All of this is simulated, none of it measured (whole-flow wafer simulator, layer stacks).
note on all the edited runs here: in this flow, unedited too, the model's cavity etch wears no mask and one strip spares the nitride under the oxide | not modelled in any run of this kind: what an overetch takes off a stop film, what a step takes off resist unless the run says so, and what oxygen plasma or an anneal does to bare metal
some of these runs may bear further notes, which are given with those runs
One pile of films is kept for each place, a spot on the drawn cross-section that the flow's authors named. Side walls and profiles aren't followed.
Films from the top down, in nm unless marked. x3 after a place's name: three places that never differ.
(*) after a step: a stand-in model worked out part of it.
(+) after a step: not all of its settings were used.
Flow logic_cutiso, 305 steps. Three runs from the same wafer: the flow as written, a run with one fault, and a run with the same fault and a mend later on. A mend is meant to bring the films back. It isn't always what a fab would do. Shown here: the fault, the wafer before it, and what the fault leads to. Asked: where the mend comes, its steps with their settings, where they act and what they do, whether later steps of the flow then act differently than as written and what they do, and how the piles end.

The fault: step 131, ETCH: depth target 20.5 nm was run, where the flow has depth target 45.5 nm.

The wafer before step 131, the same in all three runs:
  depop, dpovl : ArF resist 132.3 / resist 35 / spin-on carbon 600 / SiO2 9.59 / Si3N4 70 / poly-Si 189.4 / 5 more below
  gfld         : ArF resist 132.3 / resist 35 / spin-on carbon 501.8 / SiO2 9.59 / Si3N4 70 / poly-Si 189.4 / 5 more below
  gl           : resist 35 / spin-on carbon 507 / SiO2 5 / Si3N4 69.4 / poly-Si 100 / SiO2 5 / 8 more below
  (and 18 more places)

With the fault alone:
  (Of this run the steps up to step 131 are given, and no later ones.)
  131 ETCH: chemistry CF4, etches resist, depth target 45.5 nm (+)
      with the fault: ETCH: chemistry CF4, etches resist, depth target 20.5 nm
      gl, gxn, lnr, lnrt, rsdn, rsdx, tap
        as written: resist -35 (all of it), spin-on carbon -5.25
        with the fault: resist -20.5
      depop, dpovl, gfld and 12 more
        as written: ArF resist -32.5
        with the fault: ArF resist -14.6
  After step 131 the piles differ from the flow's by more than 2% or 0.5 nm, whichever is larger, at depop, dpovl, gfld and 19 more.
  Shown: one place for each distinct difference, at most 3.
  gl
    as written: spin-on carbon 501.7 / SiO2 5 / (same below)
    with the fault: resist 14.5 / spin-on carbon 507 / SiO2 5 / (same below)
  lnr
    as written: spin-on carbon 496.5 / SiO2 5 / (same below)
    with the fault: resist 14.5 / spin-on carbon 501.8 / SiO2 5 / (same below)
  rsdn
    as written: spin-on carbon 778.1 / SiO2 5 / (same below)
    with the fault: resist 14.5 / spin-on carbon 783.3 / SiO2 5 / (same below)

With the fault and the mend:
  The mend comes after step 131.
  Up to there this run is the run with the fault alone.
  131a ETCH: chemistry CF4, etches resist, depth target 25 nm (*) (+) (the flow's step 131 once more, with other settings)
      depop, dpovl, gfld and 12 more
        ArF resist -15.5
      gl, gxn, lnrt, rsdn, rsdx, tap
        resist -14.5 (all of it), spin-on carbon -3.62
      lnr
        resist -14.5 (all of it), spin-on carbon -3.63
  Later steps of the flow that act differently than as written (4 more steps differ only slightly, by at most 2% or 0.5 nm, whichever is larger, and aren't shown):
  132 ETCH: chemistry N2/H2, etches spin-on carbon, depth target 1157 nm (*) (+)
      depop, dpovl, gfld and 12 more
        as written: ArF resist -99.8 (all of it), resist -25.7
        with the mend: ArF resist -102.2 (all of it), resist -25.7
  At the end the piles are the same as the flow's at every place that both follow.
